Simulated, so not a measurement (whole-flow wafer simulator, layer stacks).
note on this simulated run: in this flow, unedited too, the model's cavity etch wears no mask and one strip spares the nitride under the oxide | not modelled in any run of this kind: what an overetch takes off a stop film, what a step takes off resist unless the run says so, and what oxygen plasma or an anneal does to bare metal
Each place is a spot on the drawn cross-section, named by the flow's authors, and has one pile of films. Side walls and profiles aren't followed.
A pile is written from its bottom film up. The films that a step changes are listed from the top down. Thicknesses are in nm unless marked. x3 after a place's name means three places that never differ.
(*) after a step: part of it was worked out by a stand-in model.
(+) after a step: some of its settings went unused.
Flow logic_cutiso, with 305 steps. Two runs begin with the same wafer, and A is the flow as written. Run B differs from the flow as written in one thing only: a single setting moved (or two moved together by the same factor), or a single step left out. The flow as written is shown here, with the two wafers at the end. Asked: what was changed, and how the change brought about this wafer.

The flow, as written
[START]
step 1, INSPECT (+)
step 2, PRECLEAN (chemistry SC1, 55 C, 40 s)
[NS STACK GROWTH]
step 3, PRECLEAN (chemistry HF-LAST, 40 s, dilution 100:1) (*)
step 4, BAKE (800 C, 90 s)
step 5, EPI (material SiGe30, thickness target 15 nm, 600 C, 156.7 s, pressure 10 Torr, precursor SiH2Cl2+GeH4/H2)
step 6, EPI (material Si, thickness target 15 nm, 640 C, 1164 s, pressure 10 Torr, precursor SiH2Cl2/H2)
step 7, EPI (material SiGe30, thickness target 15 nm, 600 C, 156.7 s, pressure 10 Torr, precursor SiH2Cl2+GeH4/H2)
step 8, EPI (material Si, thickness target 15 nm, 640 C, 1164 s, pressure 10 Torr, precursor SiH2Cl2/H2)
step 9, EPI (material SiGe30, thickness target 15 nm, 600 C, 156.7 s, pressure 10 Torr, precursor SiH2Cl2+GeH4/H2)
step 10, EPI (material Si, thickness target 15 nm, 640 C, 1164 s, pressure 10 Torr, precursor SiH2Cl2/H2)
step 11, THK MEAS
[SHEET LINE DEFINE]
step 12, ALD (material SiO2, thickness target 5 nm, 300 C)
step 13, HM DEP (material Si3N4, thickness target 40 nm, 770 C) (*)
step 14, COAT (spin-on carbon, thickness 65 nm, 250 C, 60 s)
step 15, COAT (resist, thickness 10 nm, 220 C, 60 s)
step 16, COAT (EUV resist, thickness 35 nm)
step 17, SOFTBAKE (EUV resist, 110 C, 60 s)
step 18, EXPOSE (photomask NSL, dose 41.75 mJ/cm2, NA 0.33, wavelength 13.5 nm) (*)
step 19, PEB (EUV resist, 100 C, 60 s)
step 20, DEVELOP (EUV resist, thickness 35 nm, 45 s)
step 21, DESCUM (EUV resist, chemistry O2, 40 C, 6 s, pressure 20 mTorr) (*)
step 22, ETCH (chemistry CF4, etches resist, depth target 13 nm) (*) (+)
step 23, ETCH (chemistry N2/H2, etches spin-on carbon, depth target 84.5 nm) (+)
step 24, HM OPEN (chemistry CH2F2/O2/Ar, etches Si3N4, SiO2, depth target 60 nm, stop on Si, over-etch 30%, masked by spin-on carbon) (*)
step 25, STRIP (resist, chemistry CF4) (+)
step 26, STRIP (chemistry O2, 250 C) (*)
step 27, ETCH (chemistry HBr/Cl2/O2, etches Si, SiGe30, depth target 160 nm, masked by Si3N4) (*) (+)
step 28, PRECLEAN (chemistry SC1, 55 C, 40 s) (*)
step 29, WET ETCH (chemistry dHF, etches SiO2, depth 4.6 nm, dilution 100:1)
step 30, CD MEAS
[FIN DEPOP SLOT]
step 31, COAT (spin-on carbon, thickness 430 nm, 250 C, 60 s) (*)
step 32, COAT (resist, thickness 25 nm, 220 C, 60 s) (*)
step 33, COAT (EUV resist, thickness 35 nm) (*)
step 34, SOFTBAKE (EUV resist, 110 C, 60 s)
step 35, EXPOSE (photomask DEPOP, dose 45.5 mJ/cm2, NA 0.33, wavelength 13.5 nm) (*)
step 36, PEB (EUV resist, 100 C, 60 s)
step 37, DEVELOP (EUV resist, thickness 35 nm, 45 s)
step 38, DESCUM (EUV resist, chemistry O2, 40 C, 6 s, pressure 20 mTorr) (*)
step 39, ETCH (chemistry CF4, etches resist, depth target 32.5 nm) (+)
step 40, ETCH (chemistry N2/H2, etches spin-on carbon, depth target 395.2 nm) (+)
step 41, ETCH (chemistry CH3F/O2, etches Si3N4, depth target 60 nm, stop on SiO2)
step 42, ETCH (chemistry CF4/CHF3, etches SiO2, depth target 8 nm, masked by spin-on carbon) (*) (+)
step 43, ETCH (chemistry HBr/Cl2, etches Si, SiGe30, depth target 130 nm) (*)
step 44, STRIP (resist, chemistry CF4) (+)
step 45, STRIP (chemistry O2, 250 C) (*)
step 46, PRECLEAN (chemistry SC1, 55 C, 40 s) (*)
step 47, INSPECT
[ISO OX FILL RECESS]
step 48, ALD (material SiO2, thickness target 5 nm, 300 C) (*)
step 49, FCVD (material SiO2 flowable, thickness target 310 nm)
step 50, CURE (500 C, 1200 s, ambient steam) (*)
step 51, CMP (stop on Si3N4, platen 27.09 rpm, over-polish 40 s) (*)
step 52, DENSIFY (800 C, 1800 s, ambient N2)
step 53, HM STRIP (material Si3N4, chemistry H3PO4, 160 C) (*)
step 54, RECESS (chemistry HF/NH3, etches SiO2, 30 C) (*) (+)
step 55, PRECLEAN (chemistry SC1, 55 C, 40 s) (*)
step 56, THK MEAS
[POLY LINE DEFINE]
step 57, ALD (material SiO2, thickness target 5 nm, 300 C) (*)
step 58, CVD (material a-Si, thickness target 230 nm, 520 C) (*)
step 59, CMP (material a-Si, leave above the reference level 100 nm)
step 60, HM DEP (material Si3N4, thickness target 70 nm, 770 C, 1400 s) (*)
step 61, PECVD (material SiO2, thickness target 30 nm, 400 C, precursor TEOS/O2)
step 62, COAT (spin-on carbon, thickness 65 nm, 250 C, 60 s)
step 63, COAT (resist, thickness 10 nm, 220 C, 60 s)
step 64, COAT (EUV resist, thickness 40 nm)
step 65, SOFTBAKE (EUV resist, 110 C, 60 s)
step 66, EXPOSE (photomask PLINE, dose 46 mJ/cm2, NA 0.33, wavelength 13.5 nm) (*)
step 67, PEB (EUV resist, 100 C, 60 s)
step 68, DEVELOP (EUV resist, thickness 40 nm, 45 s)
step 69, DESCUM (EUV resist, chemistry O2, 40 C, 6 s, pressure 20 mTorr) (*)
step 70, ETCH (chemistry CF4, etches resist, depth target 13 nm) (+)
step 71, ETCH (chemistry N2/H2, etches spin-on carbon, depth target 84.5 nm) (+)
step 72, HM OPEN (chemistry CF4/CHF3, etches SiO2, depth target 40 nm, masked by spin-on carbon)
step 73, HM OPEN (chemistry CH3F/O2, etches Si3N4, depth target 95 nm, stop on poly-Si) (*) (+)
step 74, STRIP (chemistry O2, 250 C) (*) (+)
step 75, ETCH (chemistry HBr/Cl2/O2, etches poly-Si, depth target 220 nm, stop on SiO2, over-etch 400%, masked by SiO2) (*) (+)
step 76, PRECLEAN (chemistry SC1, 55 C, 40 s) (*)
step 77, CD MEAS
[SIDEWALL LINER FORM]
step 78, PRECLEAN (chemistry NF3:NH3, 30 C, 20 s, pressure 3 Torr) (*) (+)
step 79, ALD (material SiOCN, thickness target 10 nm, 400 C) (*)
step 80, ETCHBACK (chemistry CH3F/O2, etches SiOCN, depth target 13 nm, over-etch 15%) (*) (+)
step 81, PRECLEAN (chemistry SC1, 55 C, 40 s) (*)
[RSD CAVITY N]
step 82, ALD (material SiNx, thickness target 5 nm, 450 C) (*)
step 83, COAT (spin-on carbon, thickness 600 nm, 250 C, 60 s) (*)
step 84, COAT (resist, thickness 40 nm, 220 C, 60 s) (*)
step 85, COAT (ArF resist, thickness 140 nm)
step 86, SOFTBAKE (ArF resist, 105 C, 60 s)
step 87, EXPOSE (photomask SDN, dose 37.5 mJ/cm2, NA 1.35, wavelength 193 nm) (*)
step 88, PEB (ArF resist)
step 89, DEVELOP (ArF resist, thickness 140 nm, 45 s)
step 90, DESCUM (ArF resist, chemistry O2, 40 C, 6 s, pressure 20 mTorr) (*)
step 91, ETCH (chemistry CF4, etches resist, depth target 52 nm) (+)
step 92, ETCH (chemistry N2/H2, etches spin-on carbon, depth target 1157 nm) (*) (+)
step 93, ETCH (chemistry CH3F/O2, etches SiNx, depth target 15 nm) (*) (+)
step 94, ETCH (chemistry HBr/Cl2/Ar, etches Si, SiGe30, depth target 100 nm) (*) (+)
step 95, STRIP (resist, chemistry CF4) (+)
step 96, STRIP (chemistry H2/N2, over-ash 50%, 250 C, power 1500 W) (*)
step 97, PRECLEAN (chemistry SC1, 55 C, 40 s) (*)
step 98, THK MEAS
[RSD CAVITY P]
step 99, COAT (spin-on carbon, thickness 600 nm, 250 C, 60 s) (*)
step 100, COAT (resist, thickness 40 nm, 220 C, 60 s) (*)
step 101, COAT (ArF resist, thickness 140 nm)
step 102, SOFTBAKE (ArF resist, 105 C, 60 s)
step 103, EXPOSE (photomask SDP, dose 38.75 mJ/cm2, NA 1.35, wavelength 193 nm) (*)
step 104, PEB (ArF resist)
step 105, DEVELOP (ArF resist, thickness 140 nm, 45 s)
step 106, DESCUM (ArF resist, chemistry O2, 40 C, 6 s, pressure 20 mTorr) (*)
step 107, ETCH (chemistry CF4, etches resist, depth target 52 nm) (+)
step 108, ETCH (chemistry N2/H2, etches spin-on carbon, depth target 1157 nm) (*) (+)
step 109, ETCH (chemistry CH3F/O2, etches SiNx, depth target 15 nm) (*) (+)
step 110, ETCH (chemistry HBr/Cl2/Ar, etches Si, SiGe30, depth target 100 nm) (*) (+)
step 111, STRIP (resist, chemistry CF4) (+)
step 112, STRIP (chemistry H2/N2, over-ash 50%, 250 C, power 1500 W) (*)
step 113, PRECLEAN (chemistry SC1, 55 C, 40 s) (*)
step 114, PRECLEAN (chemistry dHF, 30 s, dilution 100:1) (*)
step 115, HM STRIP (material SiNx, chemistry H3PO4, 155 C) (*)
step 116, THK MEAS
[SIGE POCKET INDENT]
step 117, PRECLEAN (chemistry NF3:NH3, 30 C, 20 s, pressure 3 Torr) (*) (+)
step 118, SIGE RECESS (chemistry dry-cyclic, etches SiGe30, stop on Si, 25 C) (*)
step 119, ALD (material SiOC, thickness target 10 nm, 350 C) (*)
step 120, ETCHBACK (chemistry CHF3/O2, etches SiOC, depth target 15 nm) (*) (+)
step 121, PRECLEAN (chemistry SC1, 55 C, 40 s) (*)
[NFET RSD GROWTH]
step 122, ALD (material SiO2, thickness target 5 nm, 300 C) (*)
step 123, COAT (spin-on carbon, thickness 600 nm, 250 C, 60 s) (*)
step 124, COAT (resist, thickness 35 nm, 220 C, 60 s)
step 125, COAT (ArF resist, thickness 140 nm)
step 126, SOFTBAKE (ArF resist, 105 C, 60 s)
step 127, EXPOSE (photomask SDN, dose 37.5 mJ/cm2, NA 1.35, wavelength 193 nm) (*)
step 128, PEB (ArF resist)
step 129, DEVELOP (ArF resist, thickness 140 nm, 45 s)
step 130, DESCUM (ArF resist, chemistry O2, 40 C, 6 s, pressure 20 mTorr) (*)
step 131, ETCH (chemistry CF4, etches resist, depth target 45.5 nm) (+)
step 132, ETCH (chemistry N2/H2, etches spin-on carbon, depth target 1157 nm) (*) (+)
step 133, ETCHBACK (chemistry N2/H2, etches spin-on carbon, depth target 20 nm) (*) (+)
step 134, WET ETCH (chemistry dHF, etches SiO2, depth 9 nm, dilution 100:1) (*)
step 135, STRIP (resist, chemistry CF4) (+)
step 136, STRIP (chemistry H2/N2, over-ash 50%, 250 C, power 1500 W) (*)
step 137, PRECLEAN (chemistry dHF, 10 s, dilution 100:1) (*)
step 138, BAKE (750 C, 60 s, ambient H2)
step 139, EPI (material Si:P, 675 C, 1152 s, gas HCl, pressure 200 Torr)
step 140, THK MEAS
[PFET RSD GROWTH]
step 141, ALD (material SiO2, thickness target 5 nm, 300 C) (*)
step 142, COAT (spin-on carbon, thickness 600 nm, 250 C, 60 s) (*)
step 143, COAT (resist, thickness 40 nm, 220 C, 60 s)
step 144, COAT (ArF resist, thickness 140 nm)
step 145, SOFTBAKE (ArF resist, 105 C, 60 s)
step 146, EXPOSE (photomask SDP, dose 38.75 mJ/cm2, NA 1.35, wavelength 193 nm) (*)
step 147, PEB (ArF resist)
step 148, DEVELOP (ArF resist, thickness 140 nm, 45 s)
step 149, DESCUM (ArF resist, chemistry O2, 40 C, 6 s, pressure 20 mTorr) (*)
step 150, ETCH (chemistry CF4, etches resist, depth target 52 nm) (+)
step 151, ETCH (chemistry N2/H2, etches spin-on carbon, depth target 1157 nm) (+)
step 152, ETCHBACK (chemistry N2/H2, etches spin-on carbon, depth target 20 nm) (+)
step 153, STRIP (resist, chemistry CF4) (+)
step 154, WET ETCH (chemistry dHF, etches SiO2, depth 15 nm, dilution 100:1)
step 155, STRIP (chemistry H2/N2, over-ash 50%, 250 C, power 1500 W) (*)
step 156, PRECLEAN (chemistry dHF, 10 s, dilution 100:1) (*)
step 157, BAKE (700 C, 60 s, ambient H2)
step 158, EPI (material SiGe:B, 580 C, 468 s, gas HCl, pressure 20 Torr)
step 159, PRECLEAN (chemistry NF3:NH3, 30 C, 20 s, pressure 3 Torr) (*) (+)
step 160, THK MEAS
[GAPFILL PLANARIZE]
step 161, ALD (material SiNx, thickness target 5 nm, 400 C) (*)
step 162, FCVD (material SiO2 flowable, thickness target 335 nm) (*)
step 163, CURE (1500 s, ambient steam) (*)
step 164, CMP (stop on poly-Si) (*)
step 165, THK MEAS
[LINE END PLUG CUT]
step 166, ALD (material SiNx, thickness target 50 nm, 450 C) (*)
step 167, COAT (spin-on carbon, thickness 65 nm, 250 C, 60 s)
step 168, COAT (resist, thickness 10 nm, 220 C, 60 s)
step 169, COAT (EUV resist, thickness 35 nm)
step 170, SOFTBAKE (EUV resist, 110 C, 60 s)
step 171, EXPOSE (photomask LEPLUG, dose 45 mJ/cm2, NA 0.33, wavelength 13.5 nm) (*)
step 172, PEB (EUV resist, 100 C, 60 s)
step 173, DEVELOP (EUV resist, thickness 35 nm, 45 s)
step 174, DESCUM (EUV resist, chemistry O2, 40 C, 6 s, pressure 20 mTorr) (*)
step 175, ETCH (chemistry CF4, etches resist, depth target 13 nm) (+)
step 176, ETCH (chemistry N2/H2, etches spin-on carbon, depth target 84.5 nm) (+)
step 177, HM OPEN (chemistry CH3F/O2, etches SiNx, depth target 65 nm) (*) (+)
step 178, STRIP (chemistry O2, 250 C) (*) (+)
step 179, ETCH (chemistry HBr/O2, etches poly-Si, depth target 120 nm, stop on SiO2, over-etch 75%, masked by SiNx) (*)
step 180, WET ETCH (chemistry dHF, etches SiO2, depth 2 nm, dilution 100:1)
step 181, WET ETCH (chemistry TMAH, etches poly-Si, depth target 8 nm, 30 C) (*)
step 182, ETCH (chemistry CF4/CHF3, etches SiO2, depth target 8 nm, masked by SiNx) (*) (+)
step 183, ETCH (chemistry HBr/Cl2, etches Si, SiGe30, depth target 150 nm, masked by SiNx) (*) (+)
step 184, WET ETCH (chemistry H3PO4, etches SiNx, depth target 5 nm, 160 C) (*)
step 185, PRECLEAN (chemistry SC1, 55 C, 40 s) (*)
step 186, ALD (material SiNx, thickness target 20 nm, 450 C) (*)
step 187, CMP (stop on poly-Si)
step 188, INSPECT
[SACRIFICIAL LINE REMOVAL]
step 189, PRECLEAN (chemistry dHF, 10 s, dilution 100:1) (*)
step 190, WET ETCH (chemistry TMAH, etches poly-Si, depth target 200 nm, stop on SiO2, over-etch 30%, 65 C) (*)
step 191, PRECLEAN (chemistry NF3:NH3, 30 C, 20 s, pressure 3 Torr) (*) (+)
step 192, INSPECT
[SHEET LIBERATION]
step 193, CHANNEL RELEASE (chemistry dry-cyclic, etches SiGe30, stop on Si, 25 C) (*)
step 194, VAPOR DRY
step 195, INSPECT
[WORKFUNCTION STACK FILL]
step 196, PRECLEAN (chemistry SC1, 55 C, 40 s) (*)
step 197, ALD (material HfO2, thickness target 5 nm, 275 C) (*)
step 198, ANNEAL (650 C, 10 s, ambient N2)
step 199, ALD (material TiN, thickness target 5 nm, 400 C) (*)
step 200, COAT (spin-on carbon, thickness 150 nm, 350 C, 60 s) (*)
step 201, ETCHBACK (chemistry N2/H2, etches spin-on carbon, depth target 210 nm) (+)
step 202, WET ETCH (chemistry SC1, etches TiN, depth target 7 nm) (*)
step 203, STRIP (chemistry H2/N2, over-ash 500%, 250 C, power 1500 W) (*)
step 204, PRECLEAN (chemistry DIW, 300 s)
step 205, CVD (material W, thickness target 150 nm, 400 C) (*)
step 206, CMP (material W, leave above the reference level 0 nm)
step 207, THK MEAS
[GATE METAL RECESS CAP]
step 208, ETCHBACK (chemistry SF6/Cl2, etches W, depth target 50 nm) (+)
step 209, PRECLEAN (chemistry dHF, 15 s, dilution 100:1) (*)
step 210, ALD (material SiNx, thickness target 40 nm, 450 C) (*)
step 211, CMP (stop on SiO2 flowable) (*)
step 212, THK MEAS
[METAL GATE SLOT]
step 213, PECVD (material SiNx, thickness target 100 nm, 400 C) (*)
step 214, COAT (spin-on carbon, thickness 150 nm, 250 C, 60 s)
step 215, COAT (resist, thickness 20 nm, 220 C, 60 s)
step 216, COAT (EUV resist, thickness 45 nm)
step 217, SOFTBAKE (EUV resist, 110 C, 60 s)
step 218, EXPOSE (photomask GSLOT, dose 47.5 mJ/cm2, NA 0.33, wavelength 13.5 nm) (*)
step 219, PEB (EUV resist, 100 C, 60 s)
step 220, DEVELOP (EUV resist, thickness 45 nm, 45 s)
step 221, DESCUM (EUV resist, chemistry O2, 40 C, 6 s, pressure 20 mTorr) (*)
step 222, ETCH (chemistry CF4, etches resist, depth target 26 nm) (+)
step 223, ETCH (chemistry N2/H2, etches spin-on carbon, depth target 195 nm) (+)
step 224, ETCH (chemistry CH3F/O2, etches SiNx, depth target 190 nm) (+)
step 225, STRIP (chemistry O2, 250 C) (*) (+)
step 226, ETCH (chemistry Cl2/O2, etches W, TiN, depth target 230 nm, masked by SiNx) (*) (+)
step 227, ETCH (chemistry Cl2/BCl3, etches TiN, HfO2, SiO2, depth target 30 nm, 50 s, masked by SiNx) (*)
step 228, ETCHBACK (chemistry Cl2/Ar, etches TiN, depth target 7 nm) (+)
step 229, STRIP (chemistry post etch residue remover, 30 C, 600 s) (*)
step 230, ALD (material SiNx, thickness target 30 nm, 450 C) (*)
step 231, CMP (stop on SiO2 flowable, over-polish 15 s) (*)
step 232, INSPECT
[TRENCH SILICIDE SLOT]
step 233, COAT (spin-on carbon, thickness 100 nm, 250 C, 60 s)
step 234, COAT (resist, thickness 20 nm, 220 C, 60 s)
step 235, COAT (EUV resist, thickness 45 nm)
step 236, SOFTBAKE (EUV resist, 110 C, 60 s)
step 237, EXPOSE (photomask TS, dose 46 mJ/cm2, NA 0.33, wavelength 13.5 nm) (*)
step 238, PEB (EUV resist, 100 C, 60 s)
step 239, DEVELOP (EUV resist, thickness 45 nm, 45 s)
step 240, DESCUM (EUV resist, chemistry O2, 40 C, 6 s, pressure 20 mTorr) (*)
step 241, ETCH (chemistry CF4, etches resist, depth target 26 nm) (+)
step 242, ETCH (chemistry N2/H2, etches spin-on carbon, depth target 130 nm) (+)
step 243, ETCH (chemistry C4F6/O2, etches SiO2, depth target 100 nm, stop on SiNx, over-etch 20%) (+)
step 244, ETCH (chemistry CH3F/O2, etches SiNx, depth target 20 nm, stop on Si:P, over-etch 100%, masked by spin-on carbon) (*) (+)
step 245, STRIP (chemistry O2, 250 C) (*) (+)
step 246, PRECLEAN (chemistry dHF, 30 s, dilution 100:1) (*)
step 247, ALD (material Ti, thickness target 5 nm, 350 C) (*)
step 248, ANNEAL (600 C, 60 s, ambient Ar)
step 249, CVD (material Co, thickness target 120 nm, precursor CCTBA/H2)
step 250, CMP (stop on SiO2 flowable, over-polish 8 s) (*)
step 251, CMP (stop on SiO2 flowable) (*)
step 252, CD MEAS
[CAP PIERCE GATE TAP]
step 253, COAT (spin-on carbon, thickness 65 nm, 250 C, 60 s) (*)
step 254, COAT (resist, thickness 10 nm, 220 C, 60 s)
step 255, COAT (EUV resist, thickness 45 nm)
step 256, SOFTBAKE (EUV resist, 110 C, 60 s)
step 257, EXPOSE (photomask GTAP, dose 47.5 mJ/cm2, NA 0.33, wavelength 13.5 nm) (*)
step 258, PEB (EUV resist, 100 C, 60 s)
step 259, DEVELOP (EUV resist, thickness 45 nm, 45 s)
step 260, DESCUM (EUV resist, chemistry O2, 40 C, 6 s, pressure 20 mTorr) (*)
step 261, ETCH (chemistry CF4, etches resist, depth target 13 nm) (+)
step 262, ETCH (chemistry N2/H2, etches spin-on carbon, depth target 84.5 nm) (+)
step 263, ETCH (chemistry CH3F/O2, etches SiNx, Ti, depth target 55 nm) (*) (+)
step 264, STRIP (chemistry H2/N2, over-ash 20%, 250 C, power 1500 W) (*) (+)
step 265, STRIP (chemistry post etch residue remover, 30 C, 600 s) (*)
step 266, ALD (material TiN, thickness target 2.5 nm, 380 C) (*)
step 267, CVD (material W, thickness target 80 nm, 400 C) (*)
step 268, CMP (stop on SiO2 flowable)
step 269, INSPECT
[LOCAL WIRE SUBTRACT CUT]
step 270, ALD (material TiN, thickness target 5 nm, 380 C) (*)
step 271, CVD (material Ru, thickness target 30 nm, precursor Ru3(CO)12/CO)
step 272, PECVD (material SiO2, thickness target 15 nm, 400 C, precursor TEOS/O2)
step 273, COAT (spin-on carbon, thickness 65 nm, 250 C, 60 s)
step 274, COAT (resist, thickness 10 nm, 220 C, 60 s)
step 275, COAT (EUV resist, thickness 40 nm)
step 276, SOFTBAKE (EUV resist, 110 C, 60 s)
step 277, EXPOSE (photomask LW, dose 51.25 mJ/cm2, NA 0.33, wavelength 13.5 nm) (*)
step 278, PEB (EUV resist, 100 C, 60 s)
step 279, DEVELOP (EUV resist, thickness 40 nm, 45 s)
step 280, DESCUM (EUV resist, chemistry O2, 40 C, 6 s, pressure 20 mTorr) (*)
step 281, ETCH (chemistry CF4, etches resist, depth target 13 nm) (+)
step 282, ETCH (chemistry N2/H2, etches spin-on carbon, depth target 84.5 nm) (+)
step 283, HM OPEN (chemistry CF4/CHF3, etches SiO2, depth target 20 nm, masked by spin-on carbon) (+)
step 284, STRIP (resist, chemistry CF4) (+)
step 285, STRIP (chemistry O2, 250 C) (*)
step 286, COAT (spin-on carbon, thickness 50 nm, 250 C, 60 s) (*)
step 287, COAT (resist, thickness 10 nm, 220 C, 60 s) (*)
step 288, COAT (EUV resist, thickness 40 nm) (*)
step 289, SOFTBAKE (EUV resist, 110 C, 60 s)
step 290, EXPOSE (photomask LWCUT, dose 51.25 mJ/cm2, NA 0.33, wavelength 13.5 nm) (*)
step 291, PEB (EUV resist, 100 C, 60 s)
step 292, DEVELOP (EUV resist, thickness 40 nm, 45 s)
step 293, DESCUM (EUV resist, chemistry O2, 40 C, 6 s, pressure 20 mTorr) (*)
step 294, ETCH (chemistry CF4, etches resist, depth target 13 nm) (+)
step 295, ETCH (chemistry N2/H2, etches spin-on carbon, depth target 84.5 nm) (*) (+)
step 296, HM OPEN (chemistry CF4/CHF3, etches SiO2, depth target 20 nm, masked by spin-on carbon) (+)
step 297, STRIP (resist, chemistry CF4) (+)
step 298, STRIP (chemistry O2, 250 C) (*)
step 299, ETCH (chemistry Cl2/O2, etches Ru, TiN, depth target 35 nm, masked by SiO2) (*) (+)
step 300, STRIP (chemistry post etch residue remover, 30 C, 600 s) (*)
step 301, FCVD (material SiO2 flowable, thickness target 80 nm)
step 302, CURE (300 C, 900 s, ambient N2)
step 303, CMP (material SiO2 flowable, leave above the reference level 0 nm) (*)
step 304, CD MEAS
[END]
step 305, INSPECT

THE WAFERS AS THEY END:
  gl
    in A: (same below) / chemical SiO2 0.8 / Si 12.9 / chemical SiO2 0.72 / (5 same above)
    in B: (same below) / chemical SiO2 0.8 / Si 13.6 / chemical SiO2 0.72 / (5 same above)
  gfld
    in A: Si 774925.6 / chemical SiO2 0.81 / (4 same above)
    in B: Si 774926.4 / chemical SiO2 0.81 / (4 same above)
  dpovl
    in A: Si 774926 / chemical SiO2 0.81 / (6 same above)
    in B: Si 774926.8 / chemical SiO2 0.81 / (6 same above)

What caused this: step 10, EPI: thickness target 15.8 nm was run, whereas the flow has thickness target 15 nm; step 10, EPI: 1223 s was run, where the flow has 1164 s.

Step by step, how the change led to this:
  step 10, EPI (material Si, thickness target 15 nm, 640 C, 1164 s, pressure 10 Torr, precursor SiH2Cl2/H2)
      depop, dpovl, gfld and 19 more: A +15 Si (new film) | B +15.8 Si (new film)
  step 27, ETCH (chemistry HBr/Cl2/O2, etches Si, SiGe30, depth target 160 nm, masked by Si3N4) (*) (+)
      gfld, gxf, iso, lnri: A -0.79 chemical SiO2 (all of it), -11.4 Si (all of it), -15 SiGe30 (all of it), -15 Si (all of it), -15 SiGe30 (all of it), -15 Si (all of it), -15 SiGe30 (all of it), -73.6 Si | B -0.79 chemical SiO2 (all of it), -12.1 Si (all of it), -15 SiGe30 (all of it), -15 Si (all of it), -15 SiGe30 (all of it), -15 Si (all of it), -15 SiGe30 (all of it), -72.9 Si
      dpovl, nsgap: A -0.79 chemical SiO2 (all of it), -11.8 Si (all of it), -15 SiGe30 (all of it), -15 Si (all of it), -15 SiGe30 (all of it), -15 Si (all of it), -15 SiGe30 (all of it), -73.2 Si | B -0.79 chemical SiO2 (all of it), -12.5 Si (all of it), -15 SiGe30 (all of it), -15 Si (all of it), -15 SiGe30 (all of it), -15 Si (all of it), -15 SiGe30 (all of it), -72.5 Si
      (as well as at 1 more place)
  step 43, ETCH (chemistry HBr/Cl2, etches Si, SiGe30, depth target 130 nm) (*)
      depop: A -14 Si (all of it), -15 SiGe30 (all of it), -15 Si (all of it), -15 SiGe30 (all of it), -15 Si (all of it), -15 SiGe30 (all of it), -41 Si | B -14.8 Si (all of it), -15 SiGe30 (all of it), -15 Si (all of it), -15 SiGe30 (all of it), -15 Si (all of it), -15 SiGe30 (all of it), -40.2 Si
  step 94, ETCH (chemistry HBr/Cl2/Ar, etches Si, SiGe30, depth target 100 nm) (*) (+)
      rsdn, rsdx: A -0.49 chemical SiO2 (all of it), -12.8 Si (all of it), -15 SiGe30 (all of it), -15 Si (all of it), -15 SiGe30 (all of it), -15 Si (all of it), -15 SiGe30 (all of it), -12.2 Si | B -0.49 chemical SiO2 (all of it), -13.6 Si (all of it), -15 SiGe30 (all of it), -15 Si (all of it), -15 SiGe30 (all of it), -15 Si (all of it), -15 SiGe30 (all of it), -11.4 Si
  step 110, ETCH (chemistry HBr/Cl2/Ar, etches Si, SiGe30, depth target 100 nm) (*) (+)
      rsdp, rsdw: A -0.49 chemical SiO2 (all of it), -12.8 Si (all of it), -15 SiGe30 (all of it), -15 Si (all of it), -15 SiGe30 (all of it), -15 Si (all of it), -15 SiGe30 (all of it), -12.2 Si | B -0.49 chemical SiO2 (all of it), -13.6 Si (all of it), -15 SiGe30 (all of it), -15 Si (all of it), -15 SiGe30 (all of it), -15 Si (all of it), -15 SiGe30 (all of it), -11.4 Si
  step 183, ETCH (chemistry HBr/Cl2, etches Si, SiGe30, depth target 150 nm, masked by SiNx) (*) (+)
      plug: A -13.6 Si (all of it), -15 SiGe30 (all of it), -15 Si (all of it), -15 SiGe30 (all of it), -15 Si (all of it), -15 SiGe30 (all of it), -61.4 Si | B -14.3 Si (all of it), -15 SiGe30 (all of it), -15 Si (all of it), -15 SiGe30 (all of it), -15 Si (all of it), -15 SiGe30 (all of it), -60.7 Si
